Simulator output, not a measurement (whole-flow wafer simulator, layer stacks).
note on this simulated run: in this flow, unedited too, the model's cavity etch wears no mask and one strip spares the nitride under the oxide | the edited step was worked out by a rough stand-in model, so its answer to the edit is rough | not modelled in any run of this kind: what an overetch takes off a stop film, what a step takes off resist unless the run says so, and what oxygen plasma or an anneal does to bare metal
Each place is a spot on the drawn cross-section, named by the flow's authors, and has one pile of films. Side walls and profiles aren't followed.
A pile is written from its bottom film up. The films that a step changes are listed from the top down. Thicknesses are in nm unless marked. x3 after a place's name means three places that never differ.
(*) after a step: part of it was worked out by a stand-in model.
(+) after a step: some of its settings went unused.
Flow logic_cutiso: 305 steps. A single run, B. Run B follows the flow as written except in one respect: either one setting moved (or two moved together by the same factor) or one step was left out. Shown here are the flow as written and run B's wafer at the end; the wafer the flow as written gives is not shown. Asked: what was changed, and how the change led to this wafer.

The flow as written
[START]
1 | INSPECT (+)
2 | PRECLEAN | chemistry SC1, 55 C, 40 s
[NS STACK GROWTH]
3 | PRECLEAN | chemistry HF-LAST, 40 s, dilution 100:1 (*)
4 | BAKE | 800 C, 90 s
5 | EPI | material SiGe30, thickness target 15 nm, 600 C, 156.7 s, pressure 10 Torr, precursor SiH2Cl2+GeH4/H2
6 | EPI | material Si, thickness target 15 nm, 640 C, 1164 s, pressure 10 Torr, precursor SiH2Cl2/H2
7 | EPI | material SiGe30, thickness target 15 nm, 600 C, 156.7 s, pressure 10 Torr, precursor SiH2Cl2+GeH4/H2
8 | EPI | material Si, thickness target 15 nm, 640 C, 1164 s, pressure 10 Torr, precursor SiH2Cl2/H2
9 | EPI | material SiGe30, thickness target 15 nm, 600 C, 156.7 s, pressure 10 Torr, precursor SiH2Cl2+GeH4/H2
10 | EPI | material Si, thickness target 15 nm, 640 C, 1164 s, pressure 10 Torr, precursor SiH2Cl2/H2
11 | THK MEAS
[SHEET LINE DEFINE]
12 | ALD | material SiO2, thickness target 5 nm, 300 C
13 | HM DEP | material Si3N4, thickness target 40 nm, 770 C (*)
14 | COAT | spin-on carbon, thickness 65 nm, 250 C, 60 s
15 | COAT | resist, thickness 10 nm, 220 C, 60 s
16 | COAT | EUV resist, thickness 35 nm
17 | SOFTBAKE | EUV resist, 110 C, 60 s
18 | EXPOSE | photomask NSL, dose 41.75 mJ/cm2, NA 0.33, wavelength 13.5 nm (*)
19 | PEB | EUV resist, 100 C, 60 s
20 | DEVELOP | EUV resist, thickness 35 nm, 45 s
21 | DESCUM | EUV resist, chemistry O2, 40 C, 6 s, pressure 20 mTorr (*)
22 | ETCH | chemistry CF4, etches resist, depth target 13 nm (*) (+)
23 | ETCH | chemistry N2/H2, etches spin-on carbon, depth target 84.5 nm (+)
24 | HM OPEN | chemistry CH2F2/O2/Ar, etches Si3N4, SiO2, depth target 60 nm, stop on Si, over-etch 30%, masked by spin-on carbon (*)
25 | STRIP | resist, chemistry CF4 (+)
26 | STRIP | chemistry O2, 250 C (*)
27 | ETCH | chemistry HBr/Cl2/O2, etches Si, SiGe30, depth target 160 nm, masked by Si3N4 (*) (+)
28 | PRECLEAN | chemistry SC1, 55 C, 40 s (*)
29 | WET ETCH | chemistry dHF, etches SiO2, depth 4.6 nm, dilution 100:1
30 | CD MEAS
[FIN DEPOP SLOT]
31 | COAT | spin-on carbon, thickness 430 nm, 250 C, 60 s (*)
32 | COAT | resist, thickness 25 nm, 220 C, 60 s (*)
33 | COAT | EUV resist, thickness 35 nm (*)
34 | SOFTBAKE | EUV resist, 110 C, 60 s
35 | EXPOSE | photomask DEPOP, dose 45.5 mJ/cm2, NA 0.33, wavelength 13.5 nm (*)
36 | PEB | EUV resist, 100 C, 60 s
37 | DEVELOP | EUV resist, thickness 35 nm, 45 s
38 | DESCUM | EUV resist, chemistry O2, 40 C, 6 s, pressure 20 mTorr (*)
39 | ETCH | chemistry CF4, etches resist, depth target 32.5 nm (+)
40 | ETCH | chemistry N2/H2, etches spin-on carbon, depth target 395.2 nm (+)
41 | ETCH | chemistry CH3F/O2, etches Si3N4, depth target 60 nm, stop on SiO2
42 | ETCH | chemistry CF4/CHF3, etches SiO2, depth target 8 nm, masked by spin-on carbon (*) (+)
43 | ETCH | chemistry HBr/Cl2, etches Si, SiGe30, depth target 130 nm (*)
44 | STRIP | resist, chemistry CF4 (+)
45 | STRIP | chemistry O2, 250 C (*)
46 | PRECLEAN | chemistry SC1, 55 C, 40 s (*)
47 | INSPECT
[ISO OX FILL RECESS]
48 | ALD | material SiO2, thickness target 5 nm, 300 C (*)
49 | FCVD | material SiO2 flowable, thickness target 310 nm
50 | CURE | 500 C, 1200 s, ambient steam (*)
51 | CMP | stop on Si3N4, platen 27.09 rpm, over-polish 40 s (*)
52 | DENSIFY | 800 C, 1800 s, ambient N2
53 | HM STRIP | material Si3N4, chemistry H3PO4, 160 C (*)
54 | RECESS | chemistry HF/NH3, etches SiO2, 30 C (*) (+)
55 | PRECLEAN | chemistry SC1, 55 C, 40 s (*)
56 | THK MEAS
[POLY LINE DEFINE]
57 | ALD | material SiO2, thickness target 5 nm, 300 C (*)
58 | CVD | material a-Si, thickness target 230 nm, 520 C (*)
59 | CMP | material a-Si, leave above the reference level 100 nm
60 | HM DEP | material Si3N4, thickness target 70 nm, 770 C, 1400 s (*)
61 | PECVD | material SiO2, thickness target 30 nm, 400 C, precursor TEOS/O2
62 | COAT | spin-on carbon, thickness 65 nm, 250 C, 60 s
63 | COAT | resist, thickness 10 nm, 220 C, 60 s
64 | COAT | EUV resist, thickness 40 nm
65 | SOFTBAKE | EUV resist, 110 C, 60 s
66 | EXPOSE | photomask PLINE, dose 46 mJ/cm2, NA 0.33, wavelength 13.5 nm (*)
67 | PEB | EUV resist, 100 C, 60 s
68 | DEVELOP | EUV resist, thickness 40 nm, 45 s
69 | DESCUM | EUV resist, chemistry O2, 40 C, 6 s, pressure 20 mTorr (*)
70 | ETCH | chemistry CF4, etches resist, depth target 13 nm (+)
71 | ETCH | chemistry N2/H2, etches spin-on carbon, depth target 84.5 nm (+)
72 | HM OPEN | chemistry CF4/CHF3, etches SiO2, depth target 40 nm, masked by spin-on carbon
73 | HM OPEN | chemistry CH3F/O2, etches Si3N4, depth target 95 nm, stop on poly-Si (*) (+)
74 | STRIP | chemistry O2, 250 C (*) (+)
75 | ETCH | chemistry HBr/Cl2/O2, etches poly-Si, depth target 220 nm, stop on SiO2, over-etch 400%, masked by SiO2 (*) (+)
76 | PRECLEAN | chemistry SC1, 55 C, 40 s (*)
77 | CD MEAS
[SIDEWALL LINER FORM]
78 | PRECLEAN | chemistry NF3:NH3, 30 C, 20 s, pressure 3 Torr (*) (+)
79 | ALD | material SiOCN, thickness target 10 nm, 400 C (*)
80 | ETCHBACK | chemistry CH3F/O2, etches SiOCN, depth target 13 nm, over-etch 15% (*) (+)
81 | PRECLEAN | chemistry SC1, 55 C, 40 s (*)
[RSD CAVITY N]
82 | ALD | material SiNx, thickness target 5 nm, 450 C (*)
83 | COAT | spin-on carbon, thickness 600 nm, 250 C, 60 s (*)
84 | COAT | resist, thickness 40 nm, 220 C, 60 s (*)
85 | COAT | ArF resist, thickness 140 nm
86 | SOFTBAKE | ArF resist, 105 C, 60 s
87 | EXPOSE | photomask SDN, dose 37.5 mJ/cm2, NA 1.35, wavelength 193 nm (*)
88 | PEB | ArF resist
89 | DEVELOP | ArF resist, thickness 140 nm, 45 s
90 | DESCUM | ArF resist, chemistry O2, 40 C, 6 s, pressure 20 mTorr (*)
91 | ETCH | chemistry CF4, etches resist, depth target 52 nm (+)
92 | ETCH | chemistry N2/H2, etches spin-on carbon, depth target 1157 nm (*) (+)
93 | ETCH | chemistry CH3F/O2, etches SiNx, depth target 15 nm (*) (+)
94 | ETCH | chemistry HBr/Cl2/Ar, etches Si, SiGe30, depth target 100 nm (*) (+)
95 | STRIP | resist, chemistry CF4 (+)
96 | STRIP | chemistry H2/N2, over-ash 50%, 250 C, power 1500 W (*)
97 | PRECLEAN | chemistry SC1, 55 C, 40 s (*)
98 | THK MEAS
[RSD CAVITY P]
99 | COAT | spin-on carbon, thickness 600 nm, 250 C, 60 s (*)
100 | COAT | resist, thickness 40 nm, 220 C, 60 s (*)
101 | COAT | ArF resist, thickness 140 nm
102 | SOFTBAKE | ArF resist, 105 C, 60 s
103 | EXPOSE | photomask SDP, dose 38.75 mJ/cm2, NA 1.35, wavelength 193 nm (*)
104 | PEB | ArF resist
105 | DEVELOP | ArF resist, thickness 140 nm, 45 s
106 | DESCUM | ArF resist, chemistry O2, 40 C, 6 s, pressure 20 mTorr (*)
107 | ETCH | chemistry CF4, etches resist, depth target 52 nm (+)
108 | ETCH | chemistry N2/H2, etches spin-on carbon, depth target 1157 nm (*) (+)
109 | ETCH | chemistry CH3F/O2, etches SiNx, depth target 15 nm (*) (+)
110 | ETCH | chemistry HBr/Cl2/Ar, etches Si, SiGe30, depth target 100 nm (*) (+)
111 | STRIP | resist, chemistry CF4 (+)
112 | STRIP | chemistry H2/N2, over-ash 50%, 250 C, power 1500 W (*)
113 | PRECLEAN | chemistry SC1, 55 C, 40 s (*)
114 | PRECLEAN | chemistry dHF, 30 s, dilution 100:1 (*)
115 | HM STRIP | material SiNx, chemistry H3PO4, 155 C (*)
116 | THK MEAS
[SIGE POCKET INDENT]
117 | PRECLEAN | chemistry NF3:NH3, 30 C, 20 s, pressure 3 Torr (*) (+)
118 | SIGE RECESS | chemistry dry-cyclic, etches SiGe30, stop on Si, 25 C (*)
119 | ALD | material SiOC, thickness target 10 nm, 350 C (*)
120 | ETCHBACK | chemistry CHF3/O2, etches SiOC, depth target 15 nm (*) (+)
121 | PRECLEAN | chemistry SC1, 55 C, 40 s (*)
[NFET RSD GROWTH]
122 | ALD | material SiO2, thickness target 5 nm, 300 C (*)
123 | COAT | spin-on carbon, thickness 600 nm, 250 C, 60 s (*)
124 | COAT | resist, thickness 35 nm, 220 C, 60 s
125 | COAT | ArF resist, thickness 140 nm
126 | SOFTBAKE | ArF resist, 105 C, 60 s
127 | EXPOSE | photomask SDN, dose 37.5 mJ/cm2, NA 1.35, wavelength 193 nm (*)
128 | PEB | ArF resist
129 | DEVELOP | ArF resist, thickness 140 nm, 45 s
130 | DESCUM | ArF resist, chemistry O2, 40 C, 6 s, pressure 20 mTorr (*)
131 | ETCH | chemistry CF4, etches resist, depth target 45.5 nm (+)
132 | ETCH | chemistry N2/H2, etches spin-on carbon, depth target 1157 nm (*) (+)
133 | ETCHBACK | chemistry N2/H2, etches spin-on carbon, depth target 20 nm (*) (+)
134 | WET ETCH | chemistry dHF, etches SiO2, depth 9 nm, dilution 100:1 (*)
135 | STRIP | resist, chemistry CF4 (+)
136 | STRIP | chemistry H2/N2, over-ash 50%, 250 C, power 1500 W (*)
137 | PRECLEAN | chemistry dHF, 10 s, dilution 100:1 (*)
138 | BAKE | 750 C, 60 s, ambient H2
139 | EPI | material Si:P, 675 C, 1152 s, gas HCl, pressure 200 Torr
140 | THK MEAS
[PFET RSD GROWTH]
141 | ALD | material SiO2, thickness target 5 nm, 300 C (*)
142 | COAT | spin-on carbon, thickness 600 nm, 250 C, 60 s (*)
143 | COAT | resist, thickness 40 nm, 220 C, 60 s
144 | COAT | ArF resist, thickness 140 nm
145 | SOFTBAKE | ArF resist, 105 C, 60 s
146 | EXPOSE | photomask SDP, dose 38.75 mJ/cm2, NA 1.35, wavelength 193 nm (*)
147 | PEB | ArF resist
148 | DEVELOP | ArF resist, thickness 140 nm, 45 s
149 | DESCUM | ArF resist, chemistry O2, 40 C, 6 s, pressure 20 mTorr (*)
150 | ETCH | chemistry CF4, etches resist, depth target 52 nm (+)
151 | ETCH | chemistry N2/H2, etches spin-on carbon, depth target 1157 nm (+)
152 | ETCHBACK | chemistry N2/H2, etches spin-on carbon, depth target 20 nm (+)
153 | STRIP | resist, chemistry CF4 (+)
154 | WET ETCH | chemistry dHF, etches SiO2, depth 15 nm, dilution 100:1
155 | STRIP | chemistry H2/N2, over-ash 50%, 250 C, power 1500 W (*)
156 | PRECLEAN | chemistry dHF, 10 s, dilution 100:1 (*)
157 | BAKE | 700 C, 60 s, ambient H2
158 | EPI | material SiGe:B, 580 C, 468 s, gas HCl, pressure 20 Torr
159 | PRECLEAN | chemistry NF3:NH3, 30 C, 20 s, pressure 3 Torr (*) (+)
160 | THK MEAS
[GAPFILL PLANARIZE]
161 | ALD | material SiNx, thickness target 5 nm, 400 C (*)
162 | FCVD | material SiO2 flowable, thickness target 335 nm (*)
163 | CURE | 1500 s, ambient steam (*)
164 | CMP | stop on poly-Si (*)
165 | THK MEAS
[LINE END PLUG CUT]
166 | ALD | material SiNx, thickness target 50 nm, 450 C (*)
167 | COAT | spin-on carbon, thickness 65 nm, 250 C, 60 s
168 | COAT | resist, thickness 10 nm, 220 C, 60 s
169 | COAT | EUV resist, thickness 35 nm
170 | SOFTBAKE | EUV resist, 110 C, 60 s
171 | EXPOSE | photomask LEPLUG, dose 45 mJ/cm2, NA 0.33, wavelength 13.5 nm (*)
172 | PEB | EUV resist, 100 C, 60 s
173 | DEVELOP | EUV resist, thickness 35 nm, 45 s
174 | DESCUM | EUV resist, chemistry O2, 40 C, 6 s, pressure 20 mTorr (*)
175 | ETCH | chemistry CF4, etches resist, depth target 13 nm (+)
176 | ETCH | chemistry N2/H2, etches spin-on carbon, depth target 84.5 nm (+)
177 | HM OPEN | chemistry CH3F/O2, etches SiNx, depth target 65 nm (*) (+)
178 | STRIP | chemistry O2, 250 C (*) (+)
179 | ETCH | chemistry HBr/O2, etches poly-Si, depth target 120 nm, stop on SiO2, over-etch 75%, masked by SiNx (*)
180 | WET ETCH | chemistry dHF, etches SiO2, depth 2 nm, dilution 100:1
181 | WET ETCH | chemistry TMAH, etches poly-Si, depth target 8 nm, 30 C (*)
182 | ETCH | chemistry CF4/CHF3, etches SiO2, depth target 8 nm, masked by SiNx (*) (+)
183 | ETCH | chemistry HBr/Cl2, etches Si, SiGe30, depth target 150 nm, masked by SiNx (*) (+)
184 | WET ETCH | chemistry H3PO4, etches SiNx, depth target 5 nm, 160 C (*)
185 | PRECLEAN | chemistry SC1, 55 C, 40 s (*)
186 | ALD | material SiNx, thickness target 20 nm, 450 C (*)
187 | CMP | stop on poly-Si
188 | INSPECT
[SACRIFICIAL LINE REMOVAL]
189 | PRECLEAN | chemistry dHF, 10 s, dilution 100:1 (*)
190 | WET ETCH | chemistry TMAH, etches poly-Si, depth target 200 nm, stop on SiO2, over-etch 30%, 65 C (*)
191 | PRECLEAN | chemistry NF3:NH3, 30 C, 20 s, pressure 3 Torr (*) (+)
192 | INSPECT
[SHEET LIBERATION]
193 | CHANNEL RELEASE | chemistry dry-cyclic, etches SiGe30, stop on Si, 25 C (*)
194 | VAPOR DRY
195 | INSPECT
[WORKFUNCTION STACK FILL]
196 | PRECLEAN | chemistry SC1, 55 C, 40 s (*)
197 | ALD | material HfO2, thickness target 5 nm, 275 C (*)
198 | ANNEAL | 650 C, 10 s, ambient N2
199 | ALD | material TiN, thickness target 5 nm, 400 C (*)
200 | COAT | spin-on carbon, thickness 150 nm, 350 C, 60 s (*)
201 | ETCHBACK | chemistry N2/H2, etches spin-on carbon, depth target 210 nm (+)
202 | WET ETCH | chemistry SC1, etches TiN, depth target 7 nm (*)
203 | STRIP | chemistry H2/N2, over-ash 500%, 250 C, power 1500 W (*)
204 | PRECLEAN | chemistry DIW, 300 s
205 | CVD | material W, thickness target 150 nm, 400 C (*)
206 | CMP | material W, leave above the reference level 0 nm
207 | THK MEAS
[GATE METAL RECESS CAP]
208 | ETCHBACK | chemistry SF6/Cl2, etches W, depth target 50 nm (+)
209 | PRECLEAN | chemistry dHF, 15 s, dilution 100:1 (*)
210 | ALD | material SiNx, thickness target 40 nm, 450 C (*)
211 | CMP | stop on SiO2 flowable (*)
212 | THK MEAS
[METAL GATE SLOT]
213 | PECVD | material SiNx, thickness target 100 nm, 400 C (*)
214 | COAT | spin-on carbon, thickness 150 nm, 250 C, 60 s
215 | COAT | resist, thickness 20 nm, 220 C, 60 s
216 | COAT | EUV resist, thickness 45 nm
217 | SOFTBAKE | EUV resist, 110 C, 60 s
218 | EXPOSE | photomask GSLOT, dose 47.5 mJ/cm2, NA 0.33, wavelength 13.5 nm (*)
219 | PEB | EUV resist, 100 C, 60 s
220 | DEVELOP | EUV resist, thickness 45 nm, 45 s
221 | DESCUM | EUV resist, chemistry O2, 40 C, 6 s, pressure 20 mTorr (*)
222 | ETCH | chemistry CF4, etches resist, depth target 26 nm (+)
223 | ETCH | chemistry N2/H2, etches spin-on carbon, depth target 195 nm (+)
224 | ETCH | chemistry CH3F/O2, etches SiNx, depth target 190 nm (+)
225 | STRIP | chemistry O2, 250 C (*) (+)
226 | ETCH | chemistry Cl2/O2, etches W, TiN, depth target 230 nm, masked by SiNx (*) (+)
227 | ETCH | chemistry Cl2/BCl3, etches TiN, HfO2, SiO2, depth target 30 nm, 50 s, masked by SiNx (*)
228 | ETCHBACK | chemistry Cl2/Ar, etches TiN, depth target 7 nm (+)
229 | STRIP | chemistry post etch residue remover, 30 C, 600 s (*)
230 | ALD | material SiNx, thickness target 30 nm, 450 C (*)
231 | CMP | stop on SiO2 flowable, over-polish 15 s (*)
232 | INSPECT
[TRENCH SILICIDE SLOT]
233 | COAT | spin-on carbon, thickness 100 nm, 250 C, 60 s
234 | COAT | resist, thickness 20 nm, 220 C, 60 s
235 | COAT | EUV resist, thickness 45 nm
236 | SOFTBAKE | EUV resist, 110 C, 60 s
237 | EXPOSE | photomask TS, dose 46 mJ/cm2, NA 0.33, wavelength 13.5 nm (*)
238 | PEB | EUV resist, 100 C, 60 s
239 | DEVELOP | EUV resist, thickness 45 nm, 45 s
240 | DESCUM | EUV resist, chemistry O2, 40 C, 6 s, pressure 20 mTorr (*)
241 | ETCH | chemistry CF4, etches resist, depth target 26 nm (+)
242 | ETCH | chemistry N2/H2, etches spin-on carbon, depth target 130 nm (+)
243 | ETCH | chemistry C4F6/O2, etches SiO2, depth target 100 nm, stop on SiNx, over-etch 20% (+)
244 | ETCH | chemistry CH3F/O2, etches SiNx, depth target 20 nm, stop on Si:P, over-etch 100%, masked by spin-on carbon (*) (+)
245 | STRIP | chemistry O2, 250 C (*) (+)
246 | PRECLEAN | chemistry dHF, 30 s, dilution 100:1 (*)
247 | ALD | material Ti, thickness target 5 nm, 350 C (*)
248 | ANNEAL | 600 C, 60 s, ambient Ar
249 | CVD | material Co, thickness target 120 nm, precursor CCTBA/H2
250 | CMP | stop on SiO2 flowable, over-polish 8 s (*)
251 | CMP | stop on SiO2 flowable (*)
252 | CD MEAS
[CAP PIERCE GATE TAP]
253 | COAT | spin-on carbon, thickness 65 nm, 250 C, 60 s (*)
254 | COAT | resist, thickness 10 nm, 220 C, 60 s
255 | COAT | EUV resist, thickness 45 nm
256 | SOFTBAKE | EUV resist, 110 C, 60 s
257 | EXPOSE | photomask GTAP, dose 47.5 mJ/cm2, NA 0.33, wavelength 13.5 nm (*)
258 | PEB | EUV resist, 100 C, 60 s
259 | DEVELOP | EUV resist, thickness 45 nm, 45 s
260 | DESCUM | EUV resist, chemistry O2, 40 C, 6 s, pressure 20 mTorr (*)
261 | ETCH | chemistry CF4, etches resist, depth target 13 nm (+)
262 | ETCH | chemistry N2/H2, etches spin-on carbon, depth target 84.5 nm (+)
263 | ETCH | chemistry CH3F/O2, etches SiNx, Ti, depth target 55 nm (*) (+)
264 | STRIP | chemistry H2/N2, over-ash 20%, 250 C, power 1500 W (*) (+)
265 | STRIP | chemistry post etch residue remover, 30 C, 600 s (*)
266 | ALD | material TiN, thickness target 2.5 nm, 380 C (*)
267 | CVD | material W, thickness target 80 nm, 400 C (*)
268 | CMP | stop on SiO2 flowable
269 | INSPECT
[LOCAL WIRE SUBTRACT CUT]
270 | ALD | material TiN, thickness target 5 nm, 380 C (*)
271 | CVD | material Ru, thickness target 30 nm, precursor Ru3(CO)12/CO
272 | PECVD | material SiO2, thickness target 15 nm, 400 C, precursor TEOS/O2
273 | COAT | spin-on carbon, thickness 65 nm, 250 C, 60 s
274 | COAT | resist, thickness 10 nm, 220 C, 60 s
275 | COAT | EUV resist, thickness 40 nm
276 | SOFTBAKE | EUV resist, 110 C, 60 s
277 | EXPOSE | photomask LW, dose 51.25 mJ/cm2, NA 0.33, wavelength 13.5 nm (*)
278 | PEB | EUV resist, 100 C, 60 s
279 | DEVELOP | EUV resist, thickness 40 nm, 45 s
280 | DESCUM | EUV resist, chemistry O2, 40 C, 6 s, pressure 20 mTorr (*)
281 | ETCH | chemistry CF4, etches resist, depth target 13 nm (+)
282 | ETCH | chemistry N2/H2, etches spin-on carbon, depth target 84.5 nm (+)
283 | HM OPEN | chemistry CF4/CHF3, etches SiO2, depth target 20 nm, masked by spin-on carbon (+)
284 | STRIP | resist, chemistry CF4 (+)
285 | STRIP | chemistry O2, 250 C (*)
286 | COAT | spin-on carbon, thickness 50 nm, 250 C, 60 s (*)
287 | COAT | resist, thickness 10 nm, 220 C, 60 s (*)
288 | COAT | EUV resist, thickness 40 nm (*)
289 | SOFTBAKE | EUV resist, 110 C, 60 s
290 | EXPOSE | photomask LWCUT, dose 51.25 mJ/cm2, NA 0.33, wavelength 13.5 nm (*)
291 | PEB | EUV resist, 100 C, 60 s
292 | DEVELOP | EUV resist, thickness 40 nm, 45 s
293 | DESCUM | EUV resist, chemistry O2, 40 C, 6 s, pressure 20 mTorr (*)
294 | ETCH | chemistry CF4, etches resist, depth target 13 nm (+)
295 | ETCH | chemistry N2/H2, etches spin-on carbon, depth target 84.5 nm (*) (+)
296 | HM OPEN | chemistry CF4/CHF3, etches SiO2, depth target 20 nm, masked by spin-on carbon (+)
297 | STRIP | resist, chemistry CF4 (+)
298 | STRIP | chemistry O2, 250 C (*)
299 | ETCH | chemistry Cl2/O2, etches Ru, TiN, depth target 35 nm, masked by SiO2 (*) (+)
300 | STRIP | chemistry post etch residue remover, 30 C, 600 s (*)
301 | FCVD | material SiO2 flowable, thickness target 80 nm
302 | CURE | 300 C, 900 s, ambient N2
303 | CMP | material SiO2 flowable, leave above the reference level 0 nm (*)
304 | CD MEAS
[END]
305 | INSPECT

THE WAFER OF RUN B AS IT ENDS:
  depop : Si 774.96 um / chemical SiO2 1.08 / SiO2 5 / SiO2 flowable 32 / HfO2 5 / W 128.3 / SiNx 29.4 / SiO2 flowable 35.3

Cause: step 42, ETCH: depth target 5.6 nm was run, while the flow as written has depth target 8 nm.

How this came from the change, step by step:
  42 | ETCH | chemistry CF4/CHF3, etches SiO2, depth target 8 nm, masked by spin-on carbon (*) (+)
      gl: resist loses 5.6 (as written it would have been: resist loses 6.54 (all of it), spin-on carbon loses 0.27)
      glp: resist loses 5.75 (all of it) (as written it would have been: resist loses 5.75 (all of it), spin-on carbon loses 0.52)
      (also at 19 further places)
  43 | ETCH | chemistry HBr/Cl2, etches Si, SiGe30, depth target 130 nm (*)
      gl: resist loses 0.94 (all of it), spin-on carbon loses 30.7 (as written it would have been: spin-on carbon loses 32)
      gxf: resist loses 1.82 (all of it), spin-on carbon loses 29.5 (as written it would have been: spin-on carbon loses 32)
      (also at 13 further places)
